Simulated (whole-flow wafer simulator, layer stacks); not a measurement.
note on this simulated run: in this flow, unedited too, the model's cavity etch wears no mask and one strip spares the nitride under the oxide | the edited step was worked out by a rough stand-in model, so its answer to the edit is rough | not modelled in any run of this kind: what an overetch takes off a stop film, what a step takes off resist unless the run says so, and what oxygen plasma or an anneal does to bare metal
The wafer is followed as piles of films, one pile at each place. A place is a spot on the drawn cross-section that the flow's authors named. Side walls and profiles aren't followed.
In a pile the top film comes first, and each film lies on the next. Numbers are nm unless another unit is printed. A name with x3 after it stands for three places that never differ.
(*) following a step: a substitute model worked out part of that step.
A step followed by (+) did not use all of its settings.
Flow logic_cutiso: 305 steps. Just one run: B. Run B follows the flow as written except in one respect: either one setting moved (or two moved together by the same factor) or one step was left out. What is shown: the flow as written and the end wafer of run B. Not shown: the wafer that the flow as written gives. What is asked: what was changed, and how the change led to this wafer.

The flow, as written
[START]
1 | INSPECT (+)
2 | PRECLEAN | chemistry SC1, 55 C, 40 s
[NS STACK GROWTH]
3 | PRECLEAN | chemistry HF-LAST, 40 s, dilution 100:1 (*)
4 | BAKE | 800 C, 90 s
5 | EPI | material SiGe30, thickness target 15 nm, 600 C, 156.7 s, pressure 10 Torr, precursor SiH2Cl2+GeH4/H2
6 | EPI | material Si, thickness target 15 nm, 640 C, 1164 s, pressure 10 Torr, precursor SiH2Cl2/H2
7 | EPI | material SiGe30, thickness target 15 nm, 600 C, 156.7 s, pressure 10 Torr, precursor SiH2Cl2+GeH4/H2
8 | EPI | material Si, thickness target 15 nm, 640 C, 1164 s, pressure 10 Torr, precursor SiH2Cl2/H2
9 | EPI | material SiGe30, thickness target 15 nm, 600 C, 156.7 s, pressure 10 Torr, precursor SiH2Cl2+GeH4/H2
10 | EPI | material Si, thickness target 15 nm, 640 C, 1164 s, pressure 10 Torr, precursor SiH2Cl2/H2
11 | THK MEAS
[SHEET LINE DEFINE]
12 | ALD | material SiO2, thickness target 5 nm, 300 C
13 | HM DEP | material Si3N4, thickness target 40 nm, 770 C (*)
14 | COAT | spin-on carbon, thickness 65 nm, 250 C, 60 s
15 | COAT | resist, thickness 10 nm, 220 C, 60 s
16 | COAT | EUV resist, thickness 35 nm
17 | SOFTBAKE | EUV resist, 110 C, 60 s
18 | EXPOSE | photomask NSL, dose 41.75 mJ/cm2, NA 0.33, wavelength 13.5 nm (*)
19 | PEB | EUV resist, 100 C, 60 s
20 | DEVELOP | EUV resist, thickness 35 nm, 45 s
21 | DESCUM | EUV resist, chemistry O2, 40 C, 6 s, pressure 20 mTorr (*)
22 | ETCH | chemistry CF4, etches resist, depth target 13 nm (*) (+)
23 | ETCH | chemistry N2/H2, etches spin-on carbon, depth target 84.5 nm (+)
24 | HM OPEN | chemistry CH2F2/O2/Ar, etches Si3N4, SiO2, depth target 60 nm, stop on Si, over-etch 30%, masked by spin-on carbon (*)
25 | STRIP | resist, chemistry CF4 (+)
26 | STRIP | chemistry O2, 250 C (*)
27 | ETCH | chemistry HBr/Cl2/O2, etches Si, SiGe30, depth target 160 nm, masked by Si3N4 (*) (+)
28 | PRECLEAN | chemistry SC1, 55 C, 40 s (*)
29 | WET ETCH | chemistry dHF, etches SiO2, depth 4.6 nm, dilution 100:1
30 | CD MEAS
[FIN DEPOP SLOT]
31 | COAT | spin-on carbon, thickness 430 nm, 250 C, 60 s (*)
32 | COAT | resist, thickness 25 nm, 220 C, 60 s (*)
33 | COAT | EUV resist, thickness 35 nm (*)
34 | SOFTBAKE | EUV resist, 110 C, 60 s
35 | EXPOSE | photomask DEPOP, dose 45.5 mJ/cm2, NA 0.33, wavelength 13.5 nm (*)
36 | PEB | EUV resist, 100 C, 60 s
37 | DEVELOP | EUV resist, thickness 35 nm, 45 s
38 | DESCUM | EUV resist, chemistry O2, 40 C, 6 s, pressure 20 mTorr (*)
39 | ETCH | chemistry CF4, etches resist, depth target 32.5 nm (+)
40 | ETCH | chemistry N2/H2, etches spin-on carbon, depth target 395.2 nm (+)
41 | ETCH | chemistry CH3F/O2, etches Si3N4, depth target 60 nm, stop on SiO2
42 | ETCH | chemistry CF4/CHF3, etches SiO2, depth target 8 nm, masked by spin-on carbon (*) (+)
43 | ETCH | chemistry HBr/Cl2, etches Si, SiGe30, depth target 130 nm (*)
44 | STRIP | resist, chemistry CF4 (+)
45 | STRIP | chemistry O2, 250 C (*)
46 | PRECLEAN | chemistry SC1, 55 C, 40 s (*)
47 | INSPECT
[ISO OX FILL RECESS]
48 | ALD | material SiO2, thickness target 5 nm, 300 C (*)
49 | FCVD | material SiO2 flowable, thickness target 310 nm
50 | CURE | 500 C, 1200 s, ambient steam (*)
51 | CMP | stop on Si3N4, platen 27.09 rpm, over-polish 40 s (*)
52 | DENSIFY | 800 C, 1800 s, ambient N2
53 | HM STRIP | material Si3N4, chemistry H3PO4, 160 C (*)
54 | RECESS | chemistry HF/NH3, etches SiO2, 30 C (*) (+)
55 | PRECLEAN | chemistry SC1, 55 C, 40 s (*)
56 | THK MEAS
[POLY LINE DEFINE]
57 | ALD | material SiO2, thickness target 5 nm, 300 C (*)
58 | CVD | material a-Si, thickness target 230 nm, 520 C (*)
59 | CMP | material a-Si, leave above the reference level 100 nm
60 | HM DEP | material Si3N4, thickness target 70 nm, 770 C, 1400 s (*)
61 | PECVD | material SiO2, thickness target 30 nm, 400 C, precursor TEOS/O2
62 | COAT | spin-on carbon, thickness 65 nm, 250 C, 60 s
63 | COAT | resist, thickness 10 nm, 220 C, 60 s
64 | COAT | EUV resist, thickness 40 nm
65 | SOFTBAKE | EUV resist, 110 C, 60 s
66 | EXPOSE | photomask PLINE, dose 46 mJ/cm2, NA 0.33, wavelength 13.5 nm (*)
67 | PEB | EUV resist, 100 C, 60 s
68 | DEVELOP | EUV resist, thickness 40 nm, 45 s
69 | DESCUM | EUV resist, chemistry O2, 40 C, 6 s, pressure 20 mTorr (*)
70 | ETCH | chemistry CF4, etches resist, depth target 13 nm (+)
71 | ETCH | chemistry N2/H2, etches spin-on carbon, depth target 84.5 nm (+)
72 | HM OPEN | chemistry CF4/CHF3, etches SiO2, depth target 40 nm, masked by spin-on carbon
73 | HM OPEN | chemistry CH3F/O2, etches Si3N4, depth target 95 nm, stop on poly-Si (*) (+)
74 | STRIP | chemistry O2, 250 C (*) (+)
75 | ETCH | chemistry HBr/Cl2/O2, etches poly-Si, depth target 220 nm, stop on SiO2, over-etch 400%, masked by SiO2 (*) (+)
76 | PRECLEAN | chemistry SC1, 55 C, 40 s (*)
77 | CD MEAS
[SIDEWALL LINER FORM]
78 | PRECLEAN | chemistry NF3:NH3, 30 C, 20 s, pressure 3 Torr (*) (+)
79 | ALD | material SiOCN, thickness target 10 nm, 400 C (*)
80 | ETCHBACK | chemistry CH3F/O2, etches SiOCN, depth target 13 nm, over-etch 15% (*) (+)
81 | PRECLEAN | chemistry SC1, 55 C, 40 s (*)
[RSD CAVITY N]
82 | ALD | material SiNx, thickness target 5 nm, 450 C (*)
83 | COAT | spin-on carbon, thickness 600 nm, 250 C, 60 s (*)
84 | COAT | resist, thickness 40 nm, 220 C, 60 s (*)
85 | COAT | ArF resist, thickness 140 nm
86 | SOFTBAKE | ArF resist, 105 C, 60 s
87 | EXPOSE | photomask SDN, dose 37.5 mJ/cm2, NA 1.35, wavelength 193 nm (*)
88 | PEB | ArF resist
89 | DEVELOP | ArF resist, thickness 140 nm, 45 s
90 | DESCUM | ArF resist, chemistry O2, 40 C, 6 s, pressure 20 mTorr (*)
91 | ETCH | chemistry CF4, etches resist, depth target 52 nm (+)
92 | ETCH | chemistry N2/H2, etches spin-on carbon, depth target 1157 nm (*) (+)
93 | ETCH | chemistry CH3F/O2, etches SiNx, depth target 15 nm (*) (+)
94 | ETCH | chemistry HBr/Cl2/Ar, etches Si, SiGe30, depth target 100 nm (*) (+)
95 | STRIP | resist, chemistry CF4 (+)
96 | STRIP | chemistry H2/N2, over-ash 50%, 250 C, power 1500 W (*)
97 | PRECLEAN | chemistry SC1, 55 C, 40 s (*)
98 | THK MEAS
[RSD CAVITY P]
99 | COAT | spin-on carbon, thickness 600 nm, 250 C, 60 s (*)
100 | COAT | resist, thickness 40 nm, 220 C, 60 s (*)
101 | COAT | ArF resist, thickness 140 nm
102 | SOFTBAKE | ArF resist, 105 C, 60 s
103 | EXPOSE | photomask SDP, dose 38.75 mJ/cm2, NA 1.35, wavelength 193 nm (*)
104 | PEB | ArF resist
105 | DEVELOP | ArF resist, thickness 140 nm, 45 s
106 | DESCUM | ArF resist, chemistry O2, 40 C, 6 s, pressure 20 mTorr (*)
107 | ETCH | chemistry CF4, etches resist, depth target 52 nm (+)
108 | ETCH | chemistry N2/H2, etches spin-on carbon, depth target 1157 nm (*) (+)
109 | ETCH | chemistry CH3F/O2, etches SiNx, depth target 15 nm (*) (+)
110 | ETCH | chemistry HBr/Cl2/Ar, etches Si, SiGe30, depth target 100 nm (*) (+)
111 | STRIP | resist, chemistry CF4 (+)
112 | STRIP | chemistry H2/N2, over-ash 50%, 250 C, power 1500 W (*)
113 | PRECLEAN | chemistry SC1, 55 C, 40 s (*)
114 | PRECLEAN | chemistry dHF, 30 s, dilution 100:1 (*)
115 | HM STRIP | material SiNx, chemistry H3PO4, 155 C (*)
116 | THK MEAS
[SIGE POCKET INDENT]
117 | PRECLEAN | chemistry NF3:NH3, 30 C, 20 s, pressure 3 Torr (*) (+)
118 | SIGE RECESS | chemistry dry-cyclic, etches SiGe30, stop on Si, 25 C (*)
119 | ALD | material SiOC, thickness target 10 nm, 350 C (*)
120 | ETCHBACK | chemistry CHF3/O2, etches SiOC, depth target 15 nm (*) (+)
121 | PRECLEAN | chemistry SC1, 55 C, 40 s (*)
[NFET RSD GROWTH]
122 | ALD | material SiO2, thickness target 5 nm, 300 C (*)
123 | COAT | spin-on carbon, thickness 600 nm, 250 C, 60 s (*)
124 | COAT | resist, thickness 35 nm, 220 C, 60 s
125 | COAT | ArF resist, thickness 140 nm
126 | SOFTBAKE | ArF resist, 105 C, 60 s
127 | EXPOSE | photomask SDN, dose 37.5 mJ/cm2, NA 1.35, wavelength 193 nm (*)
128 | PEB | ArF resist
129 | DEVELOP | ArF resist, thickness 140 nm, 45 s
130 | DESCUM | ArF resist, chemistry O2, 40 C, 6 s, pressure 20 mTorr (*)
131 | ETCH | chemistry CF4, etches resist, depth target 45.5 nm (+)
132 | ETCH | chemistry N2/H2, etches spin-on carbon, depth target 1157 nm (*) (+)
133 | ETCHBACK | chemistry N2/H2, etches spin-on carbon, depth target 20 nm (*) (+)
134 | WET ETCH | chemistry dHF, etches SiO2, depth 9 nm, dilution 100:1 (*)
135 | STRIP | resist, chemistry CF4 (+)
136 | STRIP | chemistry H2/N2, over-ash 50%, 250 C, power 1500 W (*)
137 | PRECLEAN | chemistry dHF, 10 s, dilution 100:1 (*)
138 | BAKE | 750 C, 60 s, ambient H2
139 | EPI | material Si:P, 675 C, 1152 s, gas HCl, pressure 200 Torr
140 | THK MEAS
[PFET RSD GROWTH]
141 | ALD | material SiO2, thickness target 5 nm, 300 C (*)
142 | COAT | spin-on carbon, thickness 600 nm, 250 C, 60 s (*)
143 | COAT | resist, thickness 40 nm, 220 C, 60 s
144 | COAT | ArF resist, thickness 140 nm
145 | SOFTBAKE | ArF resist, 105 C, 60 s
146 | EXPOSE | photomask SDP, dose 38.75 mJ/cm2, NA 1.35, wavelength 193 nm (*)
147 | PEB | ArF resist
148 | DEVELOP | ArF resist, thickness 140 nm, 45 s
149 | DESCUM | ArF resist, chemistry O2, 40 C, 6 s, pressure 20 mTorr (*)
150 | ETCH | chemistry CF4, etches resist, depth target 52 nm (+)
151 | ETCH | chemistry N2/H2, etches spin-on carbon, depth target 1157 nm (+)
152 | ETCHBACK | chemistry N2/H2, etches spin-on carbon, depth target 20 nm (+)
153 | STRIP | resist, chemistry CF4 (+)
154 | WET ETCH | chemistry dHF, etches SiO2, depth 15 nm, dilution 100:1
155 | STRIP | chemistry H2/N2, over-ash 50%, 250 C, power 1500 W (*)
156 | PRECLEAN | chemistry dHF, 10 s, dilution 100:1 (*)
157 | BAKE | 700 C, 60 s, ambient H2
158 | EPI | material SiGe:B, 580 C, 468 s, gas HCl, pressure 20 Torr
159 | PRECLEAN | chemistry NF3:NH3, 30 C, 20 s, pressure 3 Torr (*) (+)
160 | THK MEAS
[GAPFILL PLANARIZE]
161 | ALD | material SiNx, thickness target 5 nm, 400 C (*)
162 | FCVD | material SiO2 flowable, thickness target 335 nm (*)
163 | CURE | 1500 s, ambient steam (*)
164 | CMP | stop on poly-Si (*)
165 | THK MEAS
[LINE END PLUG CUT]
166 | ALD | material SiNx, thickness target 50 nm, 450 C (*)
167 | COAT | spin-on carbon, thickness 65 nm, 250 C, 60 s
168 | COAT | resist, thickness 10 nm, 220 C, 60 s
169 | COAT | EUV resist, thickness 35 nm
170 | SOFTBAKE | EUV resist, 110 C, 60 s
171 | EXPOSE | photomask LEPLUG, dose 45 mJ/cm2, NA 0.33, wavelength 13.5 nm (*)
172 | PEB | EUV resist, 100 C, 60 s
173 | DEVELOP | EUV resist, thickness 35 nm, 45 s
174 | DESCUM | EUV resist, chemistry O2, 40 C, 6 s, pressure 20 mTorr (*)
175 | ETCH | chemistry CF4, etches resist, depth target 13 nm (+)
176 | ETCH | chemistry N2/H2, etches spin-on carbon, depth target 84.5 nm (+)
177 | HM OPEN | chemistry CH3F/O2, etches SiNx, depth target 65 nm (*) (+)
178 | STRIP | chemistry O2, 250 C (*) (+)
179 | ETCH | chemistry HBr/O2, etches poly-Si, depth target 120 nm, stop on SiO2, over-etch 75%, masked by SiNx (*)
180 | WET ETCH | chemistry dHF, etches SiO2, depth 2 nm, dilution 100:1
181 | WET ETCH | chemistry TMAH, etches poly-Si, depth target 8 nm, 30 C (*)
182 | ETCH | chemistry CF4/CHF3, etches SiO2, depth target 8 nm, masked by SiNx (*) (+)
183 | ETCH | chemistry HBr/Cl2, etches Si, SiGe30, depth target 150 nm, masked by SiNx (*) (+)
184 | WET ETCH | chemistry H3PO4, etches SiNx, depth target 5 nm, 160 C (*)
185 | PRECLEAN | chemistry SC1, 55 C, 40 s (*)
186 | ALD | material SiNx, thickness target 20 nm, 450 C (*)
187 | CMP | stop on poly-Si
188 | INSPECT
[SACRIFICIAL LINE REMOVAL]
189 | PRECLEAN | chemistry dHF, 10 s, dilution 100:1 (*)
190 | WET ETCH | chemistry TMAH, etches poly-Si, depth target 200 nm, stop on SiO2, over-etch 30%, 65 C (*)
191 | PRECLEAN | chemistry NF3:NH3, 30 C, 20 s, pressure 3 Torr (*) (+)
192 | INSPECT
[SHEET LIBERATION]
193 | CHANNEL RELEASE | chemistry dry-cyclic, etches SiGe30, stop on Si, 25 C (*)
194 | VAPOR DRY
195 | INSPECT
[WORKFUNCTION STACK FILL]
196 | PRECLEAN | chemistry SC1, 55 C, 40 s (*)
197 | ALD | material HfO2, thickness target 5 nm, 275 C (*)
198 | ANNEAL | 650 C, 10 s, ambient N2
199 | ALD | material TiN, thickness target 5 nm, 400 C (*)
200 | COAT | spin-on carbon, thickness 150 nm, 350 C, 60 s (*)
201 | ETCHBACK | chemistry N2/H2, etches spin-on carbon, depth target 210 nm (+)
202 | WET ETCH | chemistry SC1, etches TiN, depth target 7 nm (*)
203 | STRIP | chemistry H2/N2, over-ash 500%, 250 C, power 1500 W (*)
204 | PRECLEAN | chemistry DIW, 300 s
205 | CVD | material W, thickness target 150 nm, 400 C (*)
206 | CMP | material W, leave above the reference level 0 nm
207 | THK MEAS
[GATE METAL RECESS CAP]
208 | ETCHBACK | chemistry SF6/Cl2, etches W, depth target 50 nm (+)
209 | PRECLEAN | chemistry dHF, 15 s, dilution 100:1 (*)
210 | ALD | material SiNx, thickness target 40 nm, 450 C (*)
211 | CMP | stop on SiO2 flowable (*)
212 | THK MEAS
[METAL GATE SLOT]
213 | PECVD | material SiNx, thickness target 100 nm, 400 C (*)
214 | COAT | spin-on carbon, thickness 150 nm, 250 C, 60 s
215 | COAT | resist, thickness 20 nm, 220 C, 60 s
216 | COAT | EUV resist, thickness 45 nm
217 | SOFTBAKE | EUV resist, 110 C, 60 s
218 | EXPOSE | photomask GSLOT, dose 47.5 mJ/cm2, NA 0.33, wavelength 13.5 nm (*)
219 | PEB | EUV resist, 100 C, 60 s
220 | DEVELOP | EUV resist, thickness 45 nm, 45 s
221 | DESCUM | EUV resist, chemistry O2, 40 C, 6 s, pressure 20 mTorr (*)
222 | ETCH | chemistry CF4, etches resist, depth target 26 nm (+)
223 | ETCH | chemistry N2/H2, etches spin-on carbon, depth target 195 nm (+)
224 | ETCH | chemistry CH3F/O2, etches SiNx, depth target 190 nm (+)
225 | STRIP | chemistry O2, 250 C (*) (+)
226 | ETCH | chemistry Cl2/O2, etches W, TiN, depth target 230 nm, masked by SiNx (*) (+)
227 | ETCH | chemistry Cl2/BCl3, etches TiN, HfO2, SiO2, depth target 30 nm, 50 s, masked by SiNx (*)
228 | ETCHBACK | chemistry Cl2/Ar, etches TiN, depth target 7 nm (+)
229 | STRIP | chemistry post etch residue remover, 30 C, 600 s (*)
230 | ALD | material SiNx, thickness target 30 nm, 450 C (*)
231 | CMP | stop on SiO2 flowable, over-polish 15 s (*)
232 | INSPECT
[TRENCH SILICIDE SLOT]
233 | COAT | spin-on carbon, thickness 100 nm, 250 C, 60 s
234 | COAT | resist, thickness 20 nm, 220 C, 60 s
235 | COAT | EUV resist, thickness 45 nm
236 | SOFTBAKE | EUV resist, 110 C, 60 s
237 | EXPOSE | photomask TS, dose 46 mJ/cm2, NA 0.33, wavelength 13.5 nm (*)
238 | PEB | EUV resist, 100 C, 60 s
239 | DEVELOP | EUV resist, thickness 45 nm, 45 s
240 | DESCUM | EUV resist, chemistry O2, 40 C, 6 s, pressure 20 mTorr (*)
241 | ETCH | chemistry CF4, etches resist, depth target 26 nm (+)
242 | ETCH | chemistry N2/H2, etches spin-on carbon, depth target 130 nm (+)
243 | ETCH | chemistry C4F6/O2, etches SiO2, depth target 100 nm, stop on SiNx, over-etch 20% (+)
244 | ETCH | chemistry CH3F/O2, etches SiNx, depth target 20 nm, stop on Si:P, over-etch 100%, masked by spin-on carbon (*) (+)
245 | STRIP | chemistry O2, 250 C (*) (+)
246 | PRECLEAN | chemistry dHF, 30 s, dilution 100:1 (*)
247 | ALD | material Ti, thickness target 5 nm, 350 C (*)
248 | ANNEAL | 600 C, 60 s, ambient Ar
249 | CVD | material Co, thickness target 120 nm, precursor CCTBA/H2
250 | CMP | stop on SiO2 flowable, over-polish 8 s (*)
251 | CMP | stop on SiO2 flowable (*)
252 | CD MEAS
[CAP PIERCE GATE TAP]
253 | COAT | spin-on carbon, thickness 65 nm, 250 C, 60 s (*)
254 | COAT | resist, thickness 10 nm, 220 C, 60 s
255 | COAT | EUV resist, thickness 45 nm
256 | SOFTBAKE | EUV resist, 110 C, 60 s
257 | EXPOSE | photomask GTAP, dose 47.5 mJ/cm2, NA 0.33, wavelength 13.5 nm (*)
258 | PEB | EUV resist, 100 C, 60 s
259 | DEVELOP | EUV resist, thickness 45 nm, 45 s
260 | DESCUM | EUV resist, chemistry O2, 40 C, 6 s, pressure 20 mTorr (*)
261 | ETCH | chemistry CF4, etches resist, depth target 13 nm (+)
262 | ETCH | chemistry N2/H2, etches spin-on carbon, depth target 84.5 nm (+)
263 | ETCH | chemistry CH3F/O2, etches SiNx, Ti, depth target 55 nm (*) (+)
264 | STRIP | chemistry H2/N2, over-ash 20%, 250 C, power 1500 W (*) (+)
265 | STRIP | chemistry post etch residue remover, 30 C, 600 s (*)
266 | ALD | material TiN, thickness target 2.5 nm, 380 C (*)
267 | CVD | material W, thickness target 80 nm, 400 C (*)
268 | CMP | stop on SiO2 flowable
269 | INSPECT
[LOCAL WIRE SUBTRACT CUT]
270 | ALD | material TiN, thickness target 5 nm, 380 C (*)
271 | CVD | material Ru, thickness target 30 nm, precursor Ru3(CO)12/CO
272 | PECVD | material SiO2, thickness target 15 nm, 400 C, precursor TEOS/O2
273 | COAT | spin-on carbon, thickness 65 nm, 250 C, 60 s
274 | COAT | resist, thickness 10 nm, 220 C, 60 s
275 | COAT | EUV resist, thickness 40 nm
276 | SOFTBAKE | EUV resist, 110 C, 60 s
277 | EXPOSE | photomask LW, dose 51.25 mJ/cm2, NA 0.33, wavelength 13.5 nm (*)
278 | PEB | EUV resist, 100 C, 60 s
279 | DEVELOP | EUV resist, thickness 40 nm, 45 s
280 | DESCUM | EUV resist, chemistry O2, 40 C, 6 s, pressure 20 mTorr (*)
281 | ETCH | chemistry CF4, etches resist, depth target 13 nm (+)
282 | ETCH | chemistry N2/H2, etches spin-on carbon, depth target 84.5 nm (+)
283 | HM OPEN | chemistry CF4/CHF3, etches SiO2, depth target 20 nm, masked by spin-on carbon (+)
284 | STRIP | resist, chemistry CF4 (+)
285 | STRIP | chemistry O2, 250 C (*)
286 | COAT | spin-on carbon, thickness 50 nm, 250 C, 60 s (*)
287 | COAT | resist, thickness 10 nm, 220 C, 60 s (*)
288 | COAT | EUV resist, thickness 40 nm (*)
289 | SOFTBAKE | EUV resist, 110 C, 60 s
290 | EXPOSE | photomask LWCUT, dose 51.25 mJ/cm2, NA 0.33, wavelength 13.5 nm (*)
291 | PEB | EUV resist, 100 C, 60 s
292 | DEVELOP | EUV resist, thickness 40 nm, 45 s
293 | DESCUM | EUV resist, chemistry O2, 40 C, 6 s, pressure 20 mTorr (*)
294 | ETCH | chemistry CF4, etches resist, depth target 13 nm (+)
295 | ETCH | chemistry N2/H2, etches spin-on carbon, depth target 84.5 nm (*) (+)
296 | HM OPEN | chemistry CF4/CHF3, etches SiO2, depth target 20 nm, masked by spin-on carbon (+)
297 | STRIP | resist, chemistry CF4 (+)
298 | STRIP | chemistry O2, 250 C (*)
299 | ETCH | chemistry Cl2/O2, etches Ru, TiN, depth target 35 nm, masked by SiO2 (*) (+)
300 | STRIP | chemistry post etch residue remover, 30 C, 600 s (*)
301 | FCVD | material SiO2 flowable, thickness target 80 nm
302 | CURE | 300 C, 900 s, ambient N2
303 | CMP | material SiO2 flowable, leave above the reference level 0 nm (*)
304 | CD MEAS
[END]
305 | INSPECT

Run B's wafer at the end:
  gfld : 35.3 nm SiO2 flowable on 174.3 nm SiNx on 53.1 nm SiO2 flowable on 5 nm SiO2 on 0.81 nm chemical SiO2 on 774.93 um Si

The reason: step 227, ETCH: depth target 15.8 nm was run, though the flow has depth target 30 nm; step 227, ETCH: 26.2 s was run, where the flow has 50 s.

Step by step, how the change led to this:
  227 | ETCH | chemistry Cl2/BCl3, etches TiN, HfO2, SiO2, depth target 30 nm, 50 s, masked by SiNx (*)
      depop, dpovl, gl and 18 more: -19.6 SiNx (as written it would have been: -37.4 SiNx)
      gfld: -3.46 HfO2 (all of it), -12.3 SiO2 flowable (as written it would have been: -3.46 HfO2 (all of it), -26.5 SiO2 flowable)
  231 | CMP | stop on SiO2 flowable, over-polish 15 s (*)
      depop, dpovl, gl and 9 more: -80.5 SiNx (as written it would have been: -62.7 SiNx)
      lnr, lnri, lnrp, lnrt: -78.8 SiNx (all of it), -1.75 SiOCN (as written it would have been: -61 SiNx (all of it), -1.75 SiOCN)
      (also at 6 further places)
